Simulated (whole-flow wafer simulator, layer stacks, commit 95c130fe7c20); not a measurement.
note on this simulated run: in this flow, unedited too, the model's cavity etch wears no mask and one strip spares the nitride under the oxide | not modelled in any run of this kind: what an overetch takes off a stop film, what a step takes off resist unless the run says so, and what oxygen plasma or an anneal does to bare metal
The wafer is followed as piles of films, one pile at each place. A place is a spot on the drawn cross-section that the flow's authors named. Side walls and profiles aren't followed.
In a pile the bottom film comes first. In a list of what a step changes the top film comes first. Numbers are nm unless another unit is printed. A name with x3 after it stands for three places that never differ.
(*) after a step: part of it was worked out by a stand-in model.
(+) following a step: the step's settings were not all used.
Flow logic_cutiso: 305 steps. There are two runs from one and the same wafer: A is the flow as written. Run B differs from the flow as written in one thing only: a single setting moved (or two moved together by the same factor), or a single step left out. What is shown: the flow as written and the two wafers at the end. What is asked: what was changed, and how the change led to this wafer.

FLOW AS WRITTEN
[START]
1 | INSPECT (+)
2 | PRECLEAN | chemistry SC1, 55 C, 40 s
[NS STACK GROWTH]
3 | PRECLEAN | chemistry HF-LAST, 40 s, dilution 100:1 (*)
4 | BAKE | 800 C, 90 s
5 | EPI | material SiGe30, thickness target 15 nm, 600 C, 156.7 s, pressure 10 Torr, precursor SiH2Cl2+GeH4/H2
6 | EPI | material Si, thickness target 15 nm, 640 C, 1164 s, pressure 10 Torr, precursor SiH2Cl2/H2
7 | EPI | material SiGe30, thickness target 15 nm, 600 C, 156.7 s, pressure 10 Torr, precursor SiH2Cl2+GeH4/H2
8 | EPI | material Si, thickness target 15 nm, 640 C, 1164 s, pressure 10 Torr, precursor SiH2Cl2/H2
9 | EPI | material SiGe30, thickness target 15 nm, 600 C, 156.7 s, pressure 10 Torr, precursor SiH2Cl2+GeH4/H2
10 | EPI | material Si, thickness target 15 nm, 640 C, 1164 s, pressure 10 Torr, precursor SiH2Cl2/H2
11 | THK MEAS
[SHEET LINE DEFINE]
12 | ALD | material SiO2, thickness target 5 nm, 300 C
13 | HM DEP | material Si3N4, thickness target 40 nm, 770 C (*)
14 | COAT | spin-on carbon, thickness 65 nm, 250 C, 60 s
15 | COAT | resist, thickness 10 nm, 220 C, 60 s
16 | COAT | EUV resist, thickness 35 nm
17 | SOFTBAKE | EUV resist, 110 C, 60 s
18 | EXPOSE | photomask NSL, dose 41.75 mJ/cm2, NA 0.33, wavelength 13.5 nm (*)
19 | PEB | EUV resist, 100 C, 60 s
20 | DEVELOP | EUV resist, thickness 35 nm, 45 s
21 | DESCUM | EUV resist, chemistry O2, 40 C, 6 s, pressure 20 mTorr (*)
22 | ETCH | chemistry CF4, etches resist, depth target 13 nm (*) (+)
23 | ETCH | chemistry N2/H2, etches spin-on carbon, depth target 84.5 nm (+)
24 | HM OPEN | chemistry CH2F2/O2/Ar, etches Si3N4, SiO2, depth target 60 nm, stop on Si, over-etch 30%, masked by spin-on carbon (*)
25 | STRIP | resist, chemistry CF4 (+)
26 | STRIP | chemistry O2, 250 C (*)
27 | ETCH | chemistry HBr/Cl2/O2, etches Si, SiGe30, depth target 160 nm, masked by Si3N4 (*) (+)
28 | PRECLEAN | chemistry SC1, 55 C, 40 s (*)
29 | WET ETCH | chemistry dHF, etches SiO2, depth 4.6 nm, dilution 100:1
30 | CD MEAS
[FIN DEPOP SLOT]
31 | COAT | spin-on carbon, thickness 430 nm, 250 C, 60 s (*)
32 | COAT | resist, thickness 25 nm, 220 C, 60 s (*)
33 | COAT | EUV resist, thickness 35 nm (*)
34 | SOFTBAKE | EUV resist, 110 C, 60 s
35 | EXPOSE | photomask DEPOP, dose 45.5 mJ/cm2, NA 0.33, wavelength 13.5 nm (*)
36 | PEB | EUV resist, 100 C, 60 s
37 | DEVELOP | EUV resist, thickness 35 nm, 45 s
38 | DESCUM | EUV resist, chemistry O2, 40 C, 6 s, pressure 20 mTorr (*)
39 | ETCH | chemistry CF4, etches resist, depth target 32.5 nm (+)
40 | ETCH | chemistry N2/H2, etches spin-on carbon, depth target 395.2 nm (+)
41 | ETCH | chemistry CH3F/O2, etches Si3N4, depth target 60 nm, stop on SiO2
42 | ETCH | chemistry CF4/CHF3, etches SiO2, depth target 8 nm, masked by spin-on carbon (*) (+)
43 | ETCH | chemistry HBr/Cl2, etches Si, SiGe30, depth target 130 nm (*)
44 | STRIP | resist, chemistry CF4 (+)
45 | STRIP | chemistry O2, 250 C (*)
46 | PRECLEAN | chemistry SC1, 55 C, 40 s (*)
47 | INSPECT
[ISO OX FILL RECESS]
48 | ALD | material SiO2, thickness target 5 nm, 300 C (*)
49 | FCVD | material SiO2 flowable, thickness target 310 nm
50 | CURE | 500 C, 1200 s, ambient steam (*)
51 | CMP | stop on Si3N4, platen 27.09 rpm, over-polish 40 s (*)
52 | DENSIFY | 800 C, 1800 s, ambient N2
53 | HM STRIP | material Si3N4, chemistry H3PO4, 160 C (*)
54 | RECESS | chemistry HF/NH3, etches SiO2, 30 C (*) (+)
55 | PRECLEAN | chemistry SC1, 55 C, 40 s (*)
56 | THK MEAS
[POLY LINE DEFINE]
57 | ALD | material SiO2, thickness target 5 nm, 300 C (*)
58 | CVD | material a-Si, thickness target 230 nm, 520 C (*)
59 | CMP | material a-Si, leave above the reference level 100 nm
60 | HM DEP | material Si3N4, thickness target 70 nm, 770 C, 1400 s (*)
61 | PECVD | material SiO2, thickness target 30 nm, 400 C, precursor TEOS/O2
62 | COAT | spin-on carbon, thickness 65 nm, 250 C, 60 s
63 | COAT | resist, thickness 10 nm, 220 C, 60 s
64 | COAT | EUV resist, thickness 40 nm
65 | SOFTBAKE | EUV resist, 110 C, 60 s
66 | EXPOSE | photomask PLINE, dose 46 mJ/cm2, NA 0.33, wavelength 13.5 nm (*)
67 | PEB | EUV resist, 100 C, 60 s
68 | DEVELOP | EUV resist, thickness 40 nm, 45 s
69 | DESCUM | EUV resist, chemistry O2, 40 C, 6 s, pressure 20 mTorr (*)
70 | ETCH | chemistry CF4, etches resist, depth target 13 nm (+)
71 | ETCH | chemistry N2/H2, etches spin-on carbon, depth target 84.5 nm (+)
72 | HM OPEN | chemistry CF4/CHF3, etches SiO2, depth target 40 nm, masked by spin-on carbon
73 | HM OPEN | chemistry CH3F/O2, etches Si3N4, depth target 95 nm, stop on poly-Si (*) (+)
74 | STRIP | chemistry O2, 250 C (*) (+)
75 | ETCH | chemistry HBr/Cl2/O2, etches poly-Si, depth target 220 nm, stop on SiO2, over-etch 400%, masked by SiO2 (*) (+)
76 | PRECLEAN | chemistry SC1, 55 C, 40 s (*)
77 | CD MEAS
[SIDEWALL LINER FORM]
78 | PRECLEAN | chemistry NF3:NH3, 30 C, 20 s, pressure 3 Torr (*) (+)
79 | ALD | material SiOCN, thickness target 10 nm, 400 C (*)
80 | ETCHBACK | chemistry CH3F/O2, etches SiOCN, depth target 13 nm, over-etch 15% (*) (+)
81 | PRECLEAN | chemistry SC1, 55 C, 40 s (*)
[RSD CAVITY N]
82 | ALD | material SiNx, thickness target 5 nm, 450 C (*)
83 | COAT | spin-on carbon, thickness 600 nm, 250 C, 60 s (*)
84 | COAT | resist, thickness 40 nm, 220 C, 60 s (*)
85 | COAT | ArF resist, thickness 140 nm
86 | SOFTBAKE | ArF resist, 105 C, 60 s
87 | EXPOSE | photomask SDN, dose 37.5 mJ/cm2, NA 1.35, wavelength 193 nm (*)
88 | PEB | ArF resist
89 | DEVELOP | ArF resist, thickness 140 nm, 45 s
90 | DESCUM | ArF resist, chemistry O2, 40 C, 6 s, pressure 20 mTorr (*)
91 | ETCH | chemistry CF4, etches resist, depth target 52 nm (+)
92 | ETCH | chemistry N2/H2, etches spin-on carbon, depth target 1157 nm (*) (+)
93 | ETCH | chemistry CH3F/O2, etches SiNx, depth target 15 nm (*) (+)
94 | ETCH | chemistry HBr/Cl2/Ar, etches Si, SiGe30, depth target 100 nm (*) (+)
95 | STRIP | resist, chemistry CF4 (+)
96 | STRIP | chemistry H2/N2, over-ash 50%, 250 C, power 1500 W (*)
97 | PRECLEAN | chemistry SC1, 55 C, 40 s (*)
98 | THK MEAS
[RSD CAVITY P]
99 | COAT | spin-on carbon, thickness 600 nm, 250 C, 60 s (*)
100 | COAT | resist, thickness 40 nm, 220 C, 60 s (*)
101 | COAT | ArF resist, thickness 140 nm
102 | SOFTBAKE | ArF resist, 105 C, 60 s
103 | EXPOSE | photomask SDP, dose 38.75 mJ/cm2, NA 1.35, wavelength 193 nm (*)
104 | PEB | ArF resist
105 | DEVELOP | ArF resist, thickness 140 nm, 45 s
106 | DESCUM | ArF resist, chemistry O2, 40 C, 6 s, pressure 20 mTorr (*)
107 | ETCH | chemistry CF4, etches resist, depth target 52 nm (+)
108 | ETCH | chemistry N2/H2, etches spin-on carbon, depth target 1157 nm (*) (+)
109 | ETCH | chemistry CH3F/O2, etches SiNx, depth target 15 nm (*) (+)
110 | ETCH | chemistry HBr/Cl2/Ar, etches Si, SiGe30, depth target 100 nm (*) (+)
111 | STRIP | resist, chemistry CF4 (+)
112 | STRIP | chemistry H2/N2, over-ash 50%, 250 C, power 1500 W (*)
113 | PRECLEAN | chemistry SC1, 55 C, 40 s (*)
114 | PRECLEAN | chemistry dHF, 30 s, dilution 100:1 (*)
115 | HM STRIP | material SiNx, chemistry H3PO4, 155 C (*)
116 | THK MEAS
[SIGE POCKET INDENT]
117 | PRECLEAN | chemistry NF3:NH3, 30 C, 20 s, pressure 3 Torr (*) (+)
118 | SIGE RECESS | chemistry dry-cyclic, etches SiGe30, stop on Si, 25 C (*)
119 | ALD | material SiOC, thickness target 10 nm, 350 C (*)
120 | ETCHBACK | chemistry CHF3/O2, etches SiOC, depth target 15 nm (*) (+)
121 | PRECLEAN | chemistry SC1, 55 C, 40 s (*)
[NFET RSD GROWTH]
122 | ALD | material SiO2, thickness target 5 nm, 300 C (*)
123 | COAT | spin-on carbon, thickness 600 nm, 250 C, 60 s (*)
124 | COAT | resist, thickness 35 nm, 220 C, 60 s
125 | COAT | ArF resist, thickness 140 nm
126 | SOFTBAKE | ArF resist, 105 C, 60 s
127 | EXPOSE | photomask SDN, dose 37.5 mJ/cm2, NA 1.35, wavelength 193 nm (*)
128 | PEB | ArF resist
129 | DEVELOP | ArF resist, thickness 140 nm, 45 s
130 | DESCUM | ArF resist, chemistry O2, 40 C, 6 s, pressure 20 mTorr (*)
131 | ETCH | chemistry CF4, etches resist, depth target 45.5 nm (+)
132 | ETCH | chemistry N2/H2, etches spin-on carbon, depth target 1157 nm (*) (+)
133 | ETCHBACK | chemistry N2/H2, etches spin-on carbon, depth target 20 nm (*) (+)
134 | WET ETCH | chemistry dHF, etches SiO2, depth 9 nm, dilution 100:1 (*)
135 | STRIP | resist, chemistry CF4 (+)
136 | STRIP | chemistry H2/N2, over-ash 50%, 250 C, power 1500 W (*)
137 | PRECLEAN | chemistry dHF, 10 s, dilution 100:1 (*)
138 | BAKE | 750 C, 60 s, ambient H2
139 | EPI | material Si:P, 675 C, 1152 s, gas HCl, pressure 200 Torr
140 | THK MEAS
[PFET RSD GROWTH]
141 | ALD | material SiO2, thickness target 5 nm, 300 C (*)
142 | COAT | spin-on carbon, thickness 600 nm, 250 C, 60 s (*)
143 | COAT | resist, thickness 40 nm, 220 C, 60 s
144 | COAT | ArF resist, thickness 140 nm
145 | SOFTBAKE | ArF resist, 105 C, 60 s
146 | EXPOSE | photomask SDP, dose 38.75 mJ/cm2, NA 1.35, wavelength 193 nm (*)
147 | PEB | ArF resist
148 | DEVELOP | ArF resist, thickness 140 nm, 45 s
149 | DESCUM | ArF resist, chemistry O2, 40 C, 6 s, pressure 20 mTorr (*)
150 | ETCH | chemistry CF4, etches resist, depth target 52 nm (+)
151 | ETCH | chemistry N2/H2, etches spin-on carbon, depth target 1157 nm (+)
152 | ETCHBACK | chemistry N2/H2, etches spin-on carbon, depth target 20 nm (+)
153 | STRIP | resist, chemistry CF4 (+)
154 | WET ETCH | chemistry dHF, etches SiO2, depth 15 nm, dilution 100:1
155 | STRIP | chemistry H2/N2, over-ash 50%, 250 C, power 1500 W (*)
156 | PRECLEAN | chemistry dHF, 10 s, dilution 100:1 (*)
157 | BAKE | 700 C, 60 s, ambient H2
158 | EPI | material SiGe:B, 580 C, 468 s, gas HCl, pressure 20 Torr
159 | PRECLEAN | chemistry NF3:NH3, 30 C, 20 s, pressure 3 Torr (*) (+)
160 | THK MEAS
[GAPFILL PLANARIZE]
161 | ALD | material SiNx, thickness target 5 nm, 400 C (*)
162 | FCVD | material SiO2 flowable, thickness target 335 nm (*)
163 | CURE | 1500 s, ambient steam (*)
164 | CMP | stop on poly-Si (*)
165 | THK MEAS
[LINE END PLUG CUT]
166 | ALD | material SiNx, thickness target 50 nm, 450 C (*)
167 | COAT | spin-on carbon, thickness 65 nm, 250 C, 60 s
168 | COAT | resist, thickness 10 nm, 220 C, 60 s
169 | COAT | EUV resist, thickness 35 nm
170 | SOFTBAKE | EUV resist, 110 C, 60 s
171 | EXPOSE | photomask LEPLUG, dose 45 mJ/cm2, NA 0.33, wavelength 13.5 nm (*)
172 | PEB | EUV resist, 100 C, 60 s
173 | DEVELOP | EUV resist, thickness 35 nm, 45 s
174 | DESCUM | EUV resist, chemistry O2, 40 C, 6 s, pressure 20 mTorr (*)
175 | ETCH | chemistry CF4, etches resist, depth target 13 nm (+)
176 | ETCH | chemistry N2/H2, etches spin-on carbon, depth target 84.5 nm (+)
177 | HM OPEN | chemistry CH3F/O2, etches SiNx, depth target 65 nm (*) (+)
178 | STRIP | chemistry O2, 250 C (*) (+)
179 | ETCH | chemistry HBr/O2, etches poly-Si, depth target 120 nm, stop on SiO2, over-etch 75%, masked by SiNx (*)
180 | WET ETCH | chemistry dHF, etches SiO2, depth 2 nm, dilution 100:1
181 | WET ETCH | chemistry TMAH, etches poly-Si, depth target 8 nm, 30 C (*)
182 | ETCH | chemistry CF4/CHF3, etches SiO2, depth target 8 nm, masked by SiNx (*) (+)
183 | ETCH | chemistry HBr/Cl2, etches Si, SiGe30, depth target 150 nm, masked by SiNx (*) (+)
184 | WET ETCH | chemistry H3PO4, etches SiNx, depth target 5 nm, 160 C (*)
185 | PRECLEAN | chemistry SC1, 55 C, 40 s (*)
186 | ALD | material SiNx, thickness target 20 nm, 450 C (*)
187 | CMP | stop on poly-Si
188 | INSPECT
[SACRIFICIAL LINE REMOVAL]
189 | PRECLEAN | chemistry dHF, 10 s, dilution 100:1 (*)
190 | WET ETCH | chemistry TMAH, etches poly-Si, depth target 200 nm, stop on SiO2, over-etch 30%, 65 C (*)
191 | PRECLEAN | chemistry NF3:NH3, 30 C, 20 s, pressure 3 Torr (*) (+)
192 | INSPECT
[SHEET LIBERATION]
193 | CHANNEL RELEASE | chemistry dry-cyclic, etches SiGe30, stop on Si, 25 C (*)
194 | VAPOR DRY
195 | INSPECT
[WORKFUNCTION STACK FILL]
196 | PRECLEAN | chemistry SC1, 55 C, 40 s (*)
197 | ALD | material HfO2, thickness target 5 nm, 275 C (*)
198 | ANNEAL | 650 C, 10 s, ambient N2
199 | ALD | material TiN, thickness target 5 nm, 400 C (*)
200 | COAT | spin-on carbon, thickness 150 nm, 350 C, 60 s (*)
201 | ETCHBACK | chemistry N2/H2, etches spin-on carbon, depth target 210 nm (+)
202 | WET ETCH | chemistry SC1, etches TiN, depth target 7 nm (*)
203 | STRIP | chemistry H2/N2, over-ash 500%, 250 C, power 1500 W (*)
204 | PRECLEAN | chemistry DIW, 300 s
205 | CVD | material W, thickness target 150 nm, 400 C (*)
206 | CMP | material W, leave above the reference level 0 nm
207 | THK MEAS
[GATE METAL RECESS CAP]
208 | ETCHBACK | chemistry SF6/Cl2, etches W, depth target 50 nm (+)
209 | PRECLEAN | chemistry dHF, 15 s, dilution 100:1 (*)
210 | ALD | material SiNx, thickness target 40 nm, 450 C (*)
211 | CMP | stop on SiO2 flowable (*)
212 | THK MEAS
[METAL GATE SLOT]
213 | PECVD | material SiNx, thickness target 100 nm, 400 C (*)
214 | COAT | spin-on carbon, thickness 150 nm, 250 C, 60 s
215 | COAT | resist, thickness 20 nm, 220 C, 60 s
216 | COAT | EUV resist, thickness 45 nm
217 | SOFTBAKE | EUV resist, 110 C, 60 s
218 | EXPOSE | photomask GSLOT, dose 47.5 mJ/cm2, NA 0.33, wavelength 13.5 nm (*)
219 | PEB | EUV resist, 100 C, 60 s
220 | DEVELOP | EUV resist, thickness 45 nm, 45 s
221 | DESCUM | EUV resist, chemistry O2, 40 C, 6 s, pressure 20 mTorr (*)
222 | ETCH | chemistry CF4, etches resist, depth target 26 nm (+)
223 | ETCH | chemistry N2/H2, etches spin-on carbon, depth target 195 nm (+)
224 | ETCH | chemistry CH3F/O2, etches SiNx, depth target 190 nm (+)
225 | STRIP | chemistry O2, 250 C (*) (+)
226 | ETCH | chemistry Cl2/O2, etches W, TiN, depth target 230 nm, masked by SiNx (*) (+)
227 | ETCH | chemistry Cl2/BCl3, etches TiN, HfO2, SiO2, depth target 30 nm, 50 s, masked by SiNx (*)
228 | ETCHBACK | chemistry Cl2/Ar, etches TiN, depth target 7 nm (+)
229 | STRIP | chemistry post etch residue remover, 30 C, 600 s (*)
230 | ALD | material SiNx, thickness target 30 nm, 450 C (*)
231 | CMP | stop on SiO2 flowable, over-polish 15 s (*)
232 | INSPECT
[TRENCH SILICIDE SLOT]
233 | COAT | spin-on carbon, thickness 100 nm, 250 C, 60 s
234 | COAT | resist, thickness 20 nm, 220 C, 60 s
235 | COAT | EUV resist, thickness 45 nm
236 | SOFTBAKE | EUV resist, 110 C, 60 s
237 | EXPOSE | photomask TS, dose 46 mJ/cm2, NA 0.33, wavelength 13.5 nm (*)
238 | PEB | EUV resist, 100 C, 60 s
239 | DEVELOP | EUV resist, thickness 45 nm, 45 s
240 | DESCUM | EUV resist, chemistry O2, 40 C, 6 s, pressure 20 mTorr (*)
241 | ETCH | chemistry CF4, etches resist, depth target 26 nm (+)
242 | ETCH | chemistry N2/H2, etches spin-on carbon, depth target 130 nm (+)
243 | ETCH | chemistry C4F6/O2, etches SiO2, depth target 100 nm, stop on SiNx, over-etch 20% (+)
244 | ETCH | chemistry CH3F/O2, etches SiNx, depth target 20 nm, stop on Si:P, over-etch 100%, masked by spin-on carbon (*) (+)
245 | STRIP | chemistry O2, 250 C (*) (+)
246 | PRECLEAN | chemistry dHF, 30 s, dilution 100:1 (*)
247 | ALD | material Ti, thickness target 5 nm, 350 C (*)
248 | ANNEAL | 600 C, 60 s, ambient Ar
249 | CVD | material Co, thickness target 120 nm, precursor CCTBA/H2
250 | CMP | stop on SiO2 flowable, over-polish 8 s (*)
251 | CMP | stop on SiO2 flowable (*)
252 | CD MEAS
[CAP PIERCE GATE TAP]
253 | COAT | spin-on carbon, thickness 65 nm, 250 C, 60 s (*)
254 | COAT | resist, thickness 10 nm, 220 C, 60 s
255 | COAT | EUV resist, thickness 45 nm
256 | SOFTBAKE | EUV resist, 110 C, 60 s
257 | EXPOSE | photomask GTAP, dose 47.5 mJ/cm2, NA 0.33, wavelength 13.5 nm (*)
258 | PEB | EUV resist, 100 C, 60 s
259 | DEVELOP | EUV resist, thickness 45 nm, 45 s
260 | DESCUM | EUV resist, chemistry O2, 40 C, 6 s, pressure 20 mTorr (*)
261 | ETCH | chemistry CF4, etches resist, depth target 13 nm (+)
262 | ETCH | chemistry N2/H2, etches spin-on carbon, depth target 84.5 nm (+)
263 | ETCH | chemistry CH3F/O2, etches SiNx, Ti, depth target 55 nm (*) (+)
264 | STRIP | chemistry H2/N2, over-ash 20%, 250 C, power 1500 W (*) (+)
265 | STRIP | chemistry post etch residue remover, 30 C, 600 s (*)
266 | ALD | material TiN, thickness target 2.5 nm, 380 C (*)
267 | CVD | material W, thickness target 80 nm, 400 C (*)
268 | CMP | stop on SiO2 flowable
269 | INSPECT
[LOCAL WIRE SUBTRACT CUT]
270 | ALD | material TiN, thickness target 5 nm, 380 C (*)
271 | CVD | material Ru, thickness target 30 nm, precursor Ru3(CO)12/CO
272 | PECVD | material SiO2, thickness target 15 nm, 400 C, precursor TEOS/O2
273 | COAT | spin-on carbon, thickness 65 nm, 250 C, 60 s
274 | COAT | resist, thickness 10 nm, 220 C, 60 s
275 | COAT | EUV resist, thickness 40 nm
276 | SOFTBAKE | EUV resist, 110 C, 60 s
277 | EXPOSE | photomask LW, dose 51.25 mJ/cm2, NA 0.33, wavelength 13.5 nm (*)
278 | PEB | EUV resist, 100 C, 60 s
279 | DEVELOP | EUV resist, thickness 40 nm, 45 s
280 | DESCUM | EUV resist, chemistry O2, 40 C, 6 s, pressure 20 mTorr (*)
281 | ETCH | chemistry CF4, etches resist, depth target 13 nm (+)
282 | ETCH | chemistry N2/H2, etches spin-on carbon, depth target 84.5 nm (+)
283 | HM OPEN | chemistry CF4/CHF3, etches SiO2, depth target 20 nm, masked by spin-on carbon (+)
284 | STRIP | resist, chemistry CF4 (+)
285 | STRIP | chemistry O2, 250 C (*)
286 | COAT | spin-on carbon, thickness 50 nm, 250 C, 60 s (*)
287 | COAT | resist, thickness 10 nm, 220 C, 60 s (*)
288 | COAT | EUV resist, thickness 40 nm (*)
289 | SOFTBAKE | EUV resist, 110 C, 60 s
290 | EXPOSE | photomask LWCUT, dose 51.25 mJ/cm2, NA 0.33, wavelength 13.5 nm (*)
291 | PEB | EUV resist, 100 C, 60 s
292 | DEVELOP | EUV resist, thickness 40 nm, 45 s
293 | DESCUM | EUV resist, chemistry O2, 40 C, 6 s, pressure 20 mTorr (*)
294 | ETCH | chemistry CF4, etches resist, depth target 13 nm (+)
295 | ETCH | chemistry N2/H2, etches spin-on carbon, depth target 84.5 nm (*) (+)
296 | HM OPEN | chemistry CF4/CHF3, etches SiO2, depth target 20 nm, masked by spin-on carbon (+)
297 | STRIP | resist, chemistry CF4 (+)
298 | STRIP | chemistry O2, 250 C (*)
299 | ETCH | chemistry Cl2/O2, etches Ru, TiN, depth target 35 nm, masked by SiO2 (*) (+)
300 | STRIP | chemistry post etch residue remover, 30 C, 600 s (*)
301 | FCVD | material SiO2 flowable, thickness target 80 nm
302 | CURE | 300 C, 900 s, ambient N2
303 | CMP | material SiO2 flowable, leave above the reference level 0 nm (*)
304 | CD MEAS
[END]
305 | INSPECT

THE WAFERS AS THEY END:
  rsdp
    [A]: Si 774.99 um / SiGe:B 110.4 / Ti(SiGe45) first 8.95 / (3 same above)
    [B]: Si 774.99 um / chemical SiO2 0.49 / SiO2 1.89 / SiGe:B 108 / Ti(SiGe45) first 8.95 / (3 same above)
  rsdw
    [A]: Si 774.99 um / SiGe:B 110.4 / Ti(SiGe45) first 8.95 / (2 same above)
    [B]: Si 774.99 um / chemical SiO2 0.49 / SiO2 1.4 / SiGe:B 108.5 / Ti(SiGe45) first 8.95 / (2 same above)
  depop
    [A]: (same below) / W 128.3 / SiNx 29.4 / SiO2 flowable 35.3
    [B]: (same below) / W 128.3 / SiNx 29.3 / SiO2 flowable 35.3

What caused this: step 154, WET ETCH: chemistry dHF, etches SiO2, depth 15 nm, dilution 100:1, was skipped.

The path from the change to this, step by step:
  156 | PRECLEAN | chemistry dHF, 10 s, dilution 100:1 (*)
      rsdp, rsdw: A nothing | B SiO2 loses 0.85
